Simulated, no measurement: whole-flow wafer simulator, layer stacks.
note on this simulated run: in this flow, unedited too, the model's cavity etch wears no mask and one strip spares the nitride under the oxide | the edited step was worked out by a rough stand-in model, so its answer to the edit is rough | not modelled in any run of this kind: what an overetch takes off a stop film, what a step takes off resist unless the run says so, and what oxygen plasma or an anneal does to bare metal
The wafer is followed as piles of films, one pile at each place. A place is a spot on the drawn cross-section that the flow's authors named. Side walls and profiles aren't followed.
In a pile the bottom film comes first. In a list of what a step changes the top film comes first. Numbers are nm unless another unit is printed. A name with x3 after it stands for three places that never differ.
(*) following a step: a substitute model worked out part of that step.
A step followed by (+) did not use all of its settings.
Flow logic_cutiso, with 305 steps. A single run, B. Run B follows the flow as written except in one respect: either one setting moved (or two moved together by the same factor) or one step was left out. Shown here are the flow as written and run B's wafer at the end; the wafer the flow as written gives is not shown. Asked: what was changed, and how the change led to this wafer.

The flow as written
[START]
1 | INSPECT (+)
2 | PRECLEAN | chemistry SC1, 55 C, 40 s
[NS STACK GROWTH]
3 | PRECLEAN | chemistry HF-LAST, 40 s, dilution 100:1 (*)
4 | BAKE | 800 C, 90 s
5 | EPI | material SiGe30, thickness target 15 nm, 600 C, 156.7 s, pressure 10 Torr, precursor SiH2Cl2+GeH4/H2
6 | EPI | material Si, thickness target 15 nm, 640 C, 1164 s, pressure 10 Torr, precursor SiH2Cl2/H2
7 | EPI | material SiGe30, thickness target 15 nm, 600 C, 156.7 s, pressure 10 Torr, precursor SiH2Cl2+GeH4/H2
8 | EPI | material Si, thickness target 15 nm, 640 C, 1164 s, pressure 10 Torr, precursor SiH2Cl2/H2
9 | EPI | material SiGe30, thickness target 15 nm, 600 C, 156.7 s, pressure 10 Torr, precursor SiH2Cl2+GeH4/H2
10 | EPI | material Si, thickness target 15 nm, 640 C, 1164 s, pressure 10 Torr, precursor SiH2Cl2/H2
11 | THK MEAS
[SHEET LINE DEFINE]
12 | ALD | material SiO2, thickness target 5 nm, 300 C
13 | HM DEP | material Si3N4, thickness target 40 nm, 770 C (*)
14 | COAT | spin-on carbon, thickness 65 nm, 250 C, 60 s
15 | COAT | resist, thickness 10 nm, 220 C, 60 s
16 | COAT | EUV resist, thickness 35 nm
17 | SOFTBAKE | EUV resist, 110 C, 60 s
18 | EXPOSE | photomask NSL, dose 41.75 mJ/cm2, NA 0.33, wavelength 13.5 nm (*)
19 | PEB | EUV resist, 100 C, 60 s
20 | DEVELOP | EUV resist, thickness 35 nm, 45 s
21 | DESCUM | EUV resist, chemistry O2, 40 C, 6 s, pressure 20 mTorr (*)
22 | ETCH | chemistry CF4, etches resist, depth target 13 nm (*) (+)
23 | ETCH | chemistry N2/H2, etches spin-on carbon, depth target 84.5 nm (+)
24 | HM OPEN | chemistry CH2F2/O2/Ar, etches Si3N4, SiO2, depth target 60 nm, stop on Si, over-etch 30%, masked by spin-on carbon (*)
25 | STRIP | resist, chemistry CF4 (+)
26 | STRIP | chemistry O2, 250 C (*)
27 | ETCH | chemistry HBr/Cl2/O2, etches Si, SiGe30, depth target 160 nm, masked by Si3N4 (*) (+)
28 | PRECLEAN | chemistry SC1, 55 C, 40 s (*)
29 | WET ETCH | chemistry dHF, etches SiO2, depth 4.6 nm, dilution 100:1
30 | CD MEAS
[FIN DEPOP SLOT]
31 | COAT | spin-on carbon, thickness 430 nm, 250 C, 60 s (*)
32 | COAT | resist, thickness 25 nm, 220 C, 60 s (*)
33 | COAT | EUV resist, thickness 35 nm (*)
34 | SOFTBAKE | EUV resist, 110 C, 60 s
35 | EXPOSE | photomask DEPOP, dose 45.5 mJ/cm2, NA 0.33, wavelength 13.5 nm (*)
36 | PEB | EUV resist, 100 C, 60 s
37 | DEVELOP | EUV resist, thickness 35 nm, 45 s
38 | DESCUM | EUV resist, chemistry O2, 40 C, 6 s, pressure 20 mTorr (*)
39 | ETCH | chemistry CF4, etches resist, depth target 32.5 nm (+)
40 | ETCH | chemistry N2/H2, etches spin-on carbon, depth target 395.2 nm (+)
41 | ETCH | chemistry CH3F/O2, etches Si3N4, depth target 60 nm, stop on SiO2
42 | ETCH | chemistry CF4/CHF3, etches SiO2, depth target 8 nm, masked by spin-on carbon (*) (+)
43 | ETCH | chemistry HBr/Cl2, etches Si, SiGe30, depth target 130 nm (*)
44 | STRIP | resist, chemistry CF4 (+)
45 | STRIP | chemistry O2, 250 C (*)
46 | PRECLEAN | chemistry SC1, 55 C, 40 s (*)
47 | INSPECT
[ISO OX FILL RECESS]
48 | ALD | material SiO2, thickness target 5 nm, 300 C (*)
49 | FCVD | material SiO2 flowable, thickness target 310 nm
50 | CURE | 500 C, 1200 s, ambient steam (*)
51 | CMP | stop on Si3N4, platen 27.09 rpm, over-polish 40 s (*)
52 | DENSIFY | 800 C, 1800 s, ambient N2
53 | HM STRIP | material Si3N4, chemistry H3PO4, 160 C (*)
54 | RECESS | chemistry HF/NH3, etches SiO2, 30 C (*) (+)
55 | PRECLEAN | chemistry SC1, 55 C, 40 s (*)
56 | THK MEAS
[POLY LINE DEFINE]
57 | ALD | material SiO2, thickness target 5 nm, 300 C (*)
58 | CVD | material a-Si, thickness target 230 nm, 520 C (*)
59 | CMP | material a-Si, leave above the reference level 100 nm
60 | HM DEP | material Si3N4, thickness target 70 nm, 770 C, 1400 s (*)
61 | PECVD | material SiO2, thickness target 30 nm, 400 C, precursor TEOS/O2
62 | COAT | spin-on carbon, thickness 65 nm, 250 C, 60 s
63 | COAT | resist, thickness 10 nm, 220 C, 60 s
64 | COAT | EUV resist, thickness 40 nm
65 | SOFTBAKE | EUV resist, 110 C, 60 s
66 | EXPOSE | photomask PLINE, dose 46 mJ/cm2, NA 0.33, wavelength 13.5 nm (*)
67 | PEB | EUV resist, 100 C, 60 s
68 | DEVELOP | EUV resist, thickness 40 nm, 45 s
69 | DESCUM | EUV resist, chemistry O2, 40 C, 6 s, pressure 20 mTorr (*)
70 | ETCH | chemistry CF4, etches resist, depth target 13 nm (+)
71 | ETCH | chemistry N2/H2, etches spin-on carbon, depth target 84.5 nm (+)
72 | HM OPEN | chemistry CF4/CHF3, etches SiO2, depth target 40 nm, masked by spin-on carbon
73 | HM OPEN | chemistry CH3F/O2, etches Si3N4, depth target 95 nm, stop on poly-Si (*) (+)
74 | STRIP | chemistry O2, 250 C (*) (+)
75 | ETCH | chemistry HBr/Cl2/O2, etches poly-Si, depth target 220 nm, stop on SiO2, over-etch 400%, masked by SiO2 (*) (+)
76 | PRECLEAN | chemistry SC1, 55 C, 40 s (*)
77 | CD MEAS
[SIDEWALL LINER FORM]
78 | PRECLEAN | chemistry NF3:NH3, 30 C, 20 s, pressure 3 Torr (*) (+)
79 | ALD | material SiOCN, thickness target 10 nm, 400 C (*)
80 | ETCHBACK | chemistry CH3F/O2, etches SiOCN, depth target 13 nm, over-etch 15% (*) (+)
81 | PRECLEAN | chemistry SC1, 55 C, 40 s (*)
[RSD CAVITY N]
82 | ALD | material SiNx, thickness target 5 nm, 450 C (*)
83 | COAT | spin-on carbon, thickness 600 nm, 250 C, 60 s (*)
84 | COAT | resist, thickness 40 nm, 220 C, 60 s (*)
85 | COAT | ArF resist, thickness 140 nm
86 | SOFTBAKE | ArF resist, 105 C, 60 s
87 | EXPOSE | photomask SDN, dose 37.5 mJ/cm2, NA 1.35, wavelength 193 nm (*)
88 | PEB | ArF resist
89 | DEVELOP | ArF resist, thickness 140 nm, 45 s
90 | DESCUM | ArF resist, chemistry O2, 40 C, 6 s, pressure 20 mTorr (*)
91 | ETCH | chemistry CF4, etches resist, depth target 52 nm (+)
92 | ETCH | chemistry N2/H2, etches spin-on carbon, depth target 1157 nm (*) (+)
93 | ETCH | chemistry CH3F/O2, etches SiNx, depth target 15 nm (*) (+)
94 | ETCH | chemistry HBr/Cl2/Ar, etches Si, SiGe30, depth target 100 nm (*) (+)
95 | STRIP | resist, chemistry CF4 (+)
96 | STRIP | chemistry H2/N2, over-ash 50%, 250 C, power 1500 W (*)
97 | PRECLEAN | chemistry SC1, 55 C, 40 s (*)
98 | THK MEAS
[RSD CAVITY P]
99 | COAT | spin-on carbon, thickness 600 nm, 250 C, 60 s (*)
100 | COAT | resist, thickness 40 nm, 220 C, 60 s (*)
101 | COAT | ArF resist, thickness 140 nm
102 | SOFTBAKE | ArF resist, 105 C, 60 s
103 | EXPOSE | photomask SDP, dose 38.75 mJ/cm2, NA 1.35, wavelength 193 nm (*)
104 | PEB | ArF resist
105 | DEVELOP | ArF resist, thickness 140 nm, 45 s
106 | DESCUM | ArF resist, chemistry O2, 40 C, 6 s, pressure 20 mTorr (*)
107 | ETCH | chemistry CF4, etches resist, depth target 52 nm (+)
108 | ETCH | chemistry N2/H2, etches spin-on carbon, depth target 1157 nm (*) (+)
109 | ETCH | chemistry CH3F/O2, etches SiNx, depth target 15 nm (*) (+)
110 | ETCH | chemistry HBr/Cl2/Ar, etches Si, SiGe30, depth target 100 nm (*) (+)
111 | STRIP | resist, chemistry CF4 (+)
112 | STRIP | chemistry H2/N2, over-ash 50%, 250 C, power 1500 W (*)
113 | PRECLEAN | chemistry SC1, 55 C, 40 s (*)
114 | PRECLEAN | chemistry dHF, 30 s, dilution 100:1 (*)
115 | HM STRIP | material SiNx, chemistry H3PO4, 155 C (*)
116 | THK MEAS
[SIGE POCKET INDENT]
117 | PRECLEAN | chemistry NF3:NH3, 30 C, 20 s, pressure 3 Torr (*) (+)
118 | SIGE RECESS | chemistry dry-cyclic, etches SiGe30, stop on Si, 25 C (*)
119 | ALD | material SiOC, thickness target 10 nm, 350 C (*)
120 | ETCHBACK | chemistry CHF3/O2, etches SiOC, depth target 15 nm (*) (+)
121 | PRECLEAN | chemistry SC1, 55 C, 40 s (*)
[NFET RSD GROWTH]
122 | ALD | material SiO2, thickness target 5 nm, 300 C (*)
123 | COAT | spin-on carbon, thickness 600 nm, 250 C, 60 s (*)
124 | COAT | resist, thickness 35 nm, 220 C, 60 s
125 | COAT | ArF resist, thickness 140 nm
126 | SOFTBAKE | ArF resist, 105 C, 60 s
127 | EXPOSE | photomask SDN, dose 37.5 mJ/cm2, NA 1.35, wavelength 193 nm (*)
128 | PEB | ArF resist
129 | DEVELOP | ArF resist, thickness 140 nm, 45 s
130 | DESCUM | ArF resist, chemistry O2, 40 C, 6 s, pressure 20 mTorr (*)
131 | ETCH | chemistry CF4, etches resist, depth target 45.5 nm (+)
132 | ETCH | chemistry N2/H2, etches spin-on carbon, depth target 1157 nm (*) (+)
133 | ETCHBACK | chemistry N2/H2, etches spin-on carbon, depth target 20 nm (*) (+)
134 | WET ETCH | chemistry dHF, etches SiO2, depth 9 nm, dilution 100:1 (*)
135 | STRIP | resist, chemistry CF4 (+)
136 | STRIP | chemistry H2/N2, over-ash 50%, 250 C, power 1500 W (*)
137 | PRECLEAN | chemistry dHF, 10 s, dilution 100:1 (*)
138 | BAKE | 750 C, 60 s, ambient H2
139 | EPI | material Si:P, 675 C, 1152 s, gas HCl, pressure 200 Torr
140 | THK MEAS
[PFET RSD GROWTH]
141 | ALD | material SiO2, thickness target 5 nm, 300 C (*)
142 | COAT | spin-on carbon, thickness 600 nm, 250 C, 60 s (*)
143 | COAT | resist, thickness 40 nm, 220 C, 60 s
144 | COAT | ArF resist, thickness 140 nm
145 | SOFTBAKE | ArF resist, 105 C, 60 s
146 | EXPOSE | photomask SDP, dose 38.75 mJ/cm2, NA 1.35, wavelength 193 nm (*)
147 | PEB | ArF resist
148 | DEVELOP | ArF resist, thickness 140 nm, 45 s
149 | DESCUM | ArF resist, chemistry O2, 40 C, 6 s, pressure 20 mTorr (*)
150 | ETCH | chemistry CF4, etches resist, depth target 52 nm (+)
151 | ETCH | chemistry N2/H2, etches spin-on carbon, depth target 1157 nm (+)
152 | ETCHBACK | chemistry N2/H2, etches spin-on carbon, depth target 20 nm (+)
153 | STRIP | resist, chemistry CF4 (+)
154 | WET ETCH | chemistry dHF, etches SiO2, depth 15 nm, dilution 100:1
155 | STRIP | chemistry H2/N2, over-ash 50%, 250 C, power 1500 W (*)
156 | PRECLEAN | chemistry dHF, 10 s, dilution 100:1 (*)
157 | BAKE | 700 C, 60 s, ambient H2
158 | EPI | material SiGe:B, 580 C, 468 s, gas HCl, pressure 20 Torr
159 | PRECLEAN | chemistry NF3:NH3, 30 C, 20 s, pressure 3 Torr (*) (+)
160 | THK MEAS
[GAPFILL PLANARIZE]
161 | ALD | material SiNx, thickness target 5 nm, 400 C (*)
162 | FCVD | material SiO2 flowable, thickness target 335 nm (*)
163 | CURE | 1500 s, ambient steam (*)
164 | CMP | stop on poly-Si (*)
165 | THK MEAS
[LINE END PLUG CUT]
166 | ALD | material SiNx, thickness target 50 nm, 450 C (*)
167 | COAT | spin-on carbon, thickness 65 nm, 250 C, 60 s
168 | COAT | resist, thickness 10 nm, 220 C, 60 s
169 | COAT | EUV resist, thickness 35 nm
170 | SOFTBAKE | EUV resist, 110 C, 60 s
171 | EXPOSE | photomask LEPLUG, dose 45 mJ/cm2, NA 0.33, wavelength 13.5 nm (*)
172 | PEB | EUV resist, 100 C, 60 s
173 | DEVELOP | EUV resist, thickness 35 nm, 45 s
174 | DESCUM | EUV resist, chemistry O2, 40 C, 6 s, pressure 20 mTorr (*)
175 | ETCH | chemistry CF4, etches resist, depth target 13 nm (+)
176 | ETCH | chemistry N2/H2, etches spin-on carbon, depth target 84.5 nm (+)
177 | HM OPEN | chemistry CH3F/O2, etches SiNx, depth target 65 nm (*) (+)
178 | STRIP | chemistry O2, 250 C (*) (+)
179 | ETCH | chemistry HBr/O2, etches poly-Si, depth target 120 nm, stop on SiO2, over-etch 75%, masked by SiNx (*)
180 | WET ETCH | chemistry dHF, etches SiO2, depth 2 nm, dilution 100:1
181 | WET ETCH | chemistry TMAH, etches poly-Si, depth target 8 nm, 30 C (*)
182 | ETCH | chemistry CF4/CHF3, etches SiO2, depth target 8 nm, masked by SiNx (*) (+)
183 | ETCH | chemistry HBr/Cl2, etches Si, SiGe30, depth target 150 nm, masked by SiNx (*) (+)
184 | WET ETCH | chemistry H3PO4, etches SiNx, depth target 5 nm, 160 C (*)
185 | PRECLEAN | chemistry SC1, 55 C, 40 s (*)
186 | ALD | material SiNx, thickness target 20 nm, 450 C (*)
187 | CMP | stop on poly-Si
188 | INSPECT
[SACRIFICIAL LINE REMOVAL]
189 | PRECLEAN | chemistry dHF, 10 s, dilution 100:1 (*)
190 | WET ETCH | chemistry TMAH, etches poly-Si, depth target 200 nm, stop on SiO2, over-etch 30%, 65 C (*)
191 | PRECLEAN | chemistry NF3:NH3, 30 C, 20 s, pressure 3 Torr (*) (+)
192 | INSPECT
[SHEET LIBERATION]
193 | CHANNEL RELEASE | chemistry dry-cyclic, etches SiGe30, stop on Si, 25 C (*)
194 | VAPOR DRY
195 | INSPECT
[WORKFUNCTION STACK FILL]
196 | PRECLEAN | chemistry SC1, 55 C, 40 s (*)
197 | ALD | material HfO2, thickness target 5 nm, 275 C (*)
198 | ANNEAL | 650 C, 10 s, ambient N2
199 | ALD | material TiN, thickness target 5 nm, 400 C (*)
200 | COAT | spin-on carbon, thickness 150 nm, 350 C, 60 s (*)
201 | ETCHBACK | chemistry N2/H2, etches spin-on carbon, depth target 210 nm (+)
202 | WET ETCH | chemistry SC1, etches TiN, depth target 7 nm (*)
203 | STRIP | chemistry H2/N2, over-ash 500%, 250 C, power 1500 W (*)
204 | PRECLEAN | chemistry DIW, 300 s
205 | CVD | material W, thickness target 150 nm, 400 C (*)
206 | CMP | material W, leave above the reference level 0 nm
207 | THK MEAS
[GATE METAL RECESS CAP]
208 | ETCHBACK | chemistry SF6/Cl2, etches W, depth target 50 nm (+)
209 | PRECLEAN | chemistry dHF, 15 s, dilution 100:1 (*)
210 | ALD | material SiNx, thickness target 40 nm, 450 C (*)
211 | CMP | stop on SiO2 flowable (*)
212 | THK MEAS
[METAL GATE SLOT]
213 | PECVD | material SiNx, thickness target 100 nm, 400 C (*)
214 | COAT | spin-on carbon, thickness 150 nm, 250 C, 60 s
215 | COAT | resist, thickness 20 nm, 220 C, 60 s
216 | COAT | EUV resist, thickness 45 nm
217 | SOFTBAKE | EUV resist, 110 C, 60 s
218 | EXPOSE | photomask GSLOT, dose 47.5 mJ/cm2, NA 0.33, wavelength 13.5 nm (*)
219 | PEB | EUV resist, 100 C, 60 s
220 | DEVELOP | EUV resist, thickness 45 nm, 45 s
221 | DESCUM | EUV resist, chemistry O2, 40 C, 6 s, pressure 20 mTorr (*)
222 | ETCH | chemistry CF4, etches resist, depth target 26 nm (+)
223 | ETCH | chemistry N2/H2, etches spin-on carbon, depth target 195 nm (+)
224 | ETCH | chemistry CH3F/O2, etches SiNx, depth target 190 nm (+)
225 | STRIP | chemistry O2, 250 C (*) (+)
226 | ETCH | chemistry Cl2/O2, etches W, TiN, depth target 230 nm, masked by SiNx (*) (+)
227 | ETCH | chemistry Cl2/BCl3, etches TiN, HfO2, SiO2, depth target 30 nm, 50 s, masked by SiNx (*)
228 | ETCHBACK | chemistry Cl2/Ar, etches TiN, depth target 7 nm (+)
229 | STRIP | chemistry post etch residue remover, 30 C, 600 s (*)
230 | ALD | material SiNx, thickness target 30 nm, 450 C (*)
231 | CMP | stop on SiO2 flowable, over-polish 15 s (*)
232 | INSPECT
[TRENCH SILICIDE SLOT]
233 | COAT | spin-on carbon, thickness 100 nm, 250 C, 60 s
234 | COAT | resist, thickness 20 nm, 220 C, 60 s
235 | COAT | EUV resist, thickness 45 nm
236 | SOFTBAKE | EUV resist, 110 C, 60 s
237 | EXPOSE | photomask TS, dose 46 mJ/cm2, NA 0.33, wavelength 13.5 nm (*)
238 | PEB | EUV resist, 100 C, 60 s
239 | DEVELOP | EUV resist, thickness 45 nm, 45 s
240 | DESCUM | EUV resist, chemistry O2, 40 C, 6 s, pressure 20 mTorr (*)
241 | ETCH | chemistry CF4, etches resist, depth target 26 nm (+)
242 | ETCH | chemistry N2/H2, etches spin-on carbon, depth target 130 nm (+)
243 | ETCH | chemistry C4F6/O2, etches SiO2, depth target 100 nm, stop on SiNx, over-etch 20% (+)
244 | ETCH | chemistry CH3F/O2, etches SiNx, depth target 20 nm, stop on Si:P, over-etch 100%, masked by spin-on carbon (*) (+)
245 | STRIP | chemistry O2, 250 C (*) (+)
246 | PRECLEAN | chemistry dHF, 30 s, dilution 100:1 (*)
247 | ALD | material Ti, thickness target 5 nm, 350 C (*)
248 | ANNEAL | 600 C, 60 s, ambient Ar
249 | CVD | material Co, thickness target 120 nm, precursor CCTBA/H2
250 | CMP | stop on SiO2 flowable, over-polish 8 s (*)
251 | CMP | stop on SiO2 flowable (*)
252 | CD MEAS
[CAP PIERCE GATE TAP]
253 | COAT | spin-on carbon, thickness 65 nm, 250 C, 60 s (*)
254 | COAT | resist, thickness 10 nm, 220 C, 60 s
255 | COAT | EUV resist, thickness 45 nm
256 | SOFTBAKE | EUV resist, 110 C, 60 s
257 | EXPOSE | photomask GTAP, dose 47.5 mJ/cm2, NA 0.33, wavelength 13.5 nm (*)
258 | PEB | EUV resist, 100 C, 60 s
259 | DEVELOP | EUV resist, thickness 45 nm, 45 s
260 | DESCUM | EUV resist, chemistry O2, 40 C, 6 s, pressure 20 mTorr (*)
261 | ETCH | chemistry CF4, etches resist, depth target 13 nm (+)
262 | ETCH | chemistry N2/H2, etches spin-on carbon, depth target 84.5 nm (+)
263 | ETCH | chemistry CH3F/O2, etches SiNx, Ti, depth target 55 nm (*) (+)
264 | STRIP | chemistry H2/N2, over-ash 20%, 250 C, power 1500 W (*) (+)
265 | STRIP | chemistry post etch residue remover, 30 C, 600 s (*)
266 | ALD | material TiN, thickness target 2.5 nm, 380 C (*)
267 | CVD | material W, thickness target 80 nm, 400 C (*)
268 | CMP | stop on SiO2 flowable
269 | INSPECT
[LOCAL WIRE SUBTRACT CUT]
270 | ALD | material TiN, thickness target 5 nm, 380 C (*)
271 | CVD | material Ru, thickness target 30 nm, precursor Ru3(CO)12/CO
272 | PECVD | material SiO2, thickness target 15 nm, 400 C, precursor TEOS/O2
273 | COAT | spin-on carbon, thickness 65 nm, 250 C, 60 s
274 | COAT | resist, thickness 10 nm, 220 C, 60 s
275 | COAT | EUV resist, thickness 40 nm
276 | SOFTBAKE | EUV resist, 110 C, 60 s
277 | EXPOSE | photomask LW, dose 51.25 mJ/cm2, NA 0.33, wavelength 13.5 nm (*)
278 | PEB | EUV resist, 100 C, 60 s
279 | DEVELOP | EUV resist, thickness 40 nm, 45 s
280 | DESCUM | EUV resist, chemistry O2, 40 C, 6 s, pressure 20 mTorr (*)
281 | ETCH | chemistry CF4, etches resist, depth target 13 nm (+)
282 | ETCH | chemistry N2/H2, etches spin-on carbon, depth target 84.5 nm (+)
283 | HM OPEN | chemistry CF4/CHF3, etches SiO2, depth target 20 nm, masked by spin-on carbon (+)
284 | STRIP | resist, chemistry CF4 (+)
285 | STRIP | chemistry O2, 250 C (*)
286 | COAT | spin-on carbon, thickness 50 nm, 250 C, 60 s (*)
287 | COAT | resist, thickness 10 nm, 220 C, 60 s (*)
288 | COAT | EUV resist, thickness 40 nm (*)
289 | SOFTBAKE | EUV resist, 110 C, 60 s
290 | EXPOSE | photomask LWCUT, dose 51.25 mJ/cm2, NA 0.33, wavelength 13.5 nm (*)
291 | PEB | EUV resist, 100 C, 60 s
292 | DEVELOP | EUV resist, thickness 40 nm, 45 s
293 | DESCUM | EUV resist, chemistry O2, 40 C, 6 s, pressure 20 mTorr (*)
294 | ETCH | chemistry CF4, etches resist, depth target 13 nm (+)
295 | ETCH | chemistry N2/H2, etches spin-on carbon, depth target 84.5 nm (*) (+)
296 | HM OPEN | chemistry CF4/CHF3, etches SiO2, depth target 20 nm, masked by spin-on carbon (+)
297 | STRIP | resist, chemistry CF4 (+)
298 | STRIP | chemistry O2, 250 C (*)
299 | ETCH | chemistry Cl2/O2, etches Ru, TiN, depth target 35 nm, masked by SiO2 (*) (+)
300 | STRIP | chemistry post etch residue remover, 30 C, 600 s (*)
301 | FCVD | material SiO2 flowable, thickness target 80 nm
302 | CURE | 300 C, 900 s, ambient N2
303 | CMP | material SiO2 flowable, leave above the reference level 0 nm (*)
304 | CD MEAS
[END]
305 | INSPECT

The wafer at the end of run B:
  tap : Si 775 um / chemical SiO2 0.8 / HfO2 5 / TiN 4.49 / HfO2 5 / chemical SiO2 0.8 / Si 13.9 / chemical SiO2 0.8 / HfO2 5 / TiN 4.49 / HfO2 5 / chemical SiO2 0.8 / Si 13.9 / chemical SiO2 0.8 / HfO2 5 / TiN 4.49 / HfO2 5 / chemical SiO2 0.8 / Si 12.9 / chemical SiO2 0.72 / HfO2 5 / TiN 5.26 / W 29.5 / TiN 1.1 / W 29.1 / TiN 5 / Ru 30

Cause: step 266, ALD: thickness target 1.1 nm was run, whereas the flow has thickness target 2.5 nm.
The wafer lets one read it off: tap has TiN 1.1, and step 266 as written asks for 2.5 nm.

Step by step, how the change led to this:
  266 | ALD | material TiN, thickness target 2.5 nm, 380 C (*)
      depop, dpovl, gfld and 19 more: +1.1 TiN (new film) (as written it would have been: +2.5 TiN (new film))
  268 | CMP | stop on SiO2 flowable
      depop, dpovl, gfld and 9 more: -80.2 W (all of it), -1.1 TiN (all of it), -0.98 SiNx (as written it would have been: -80.2 W (all of it), -2.5 TiN (all of it), -0.98 SiNx)
      lnr, lnri, lnrp, lnrt: -80 W (all of it), -1.1 TiN (all of it), -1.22 SiOCN (as written it would have been: -80 W (all of it), -2.5 TiN (all of it), -1.22 SiOCN)
      (also at 5 further places)
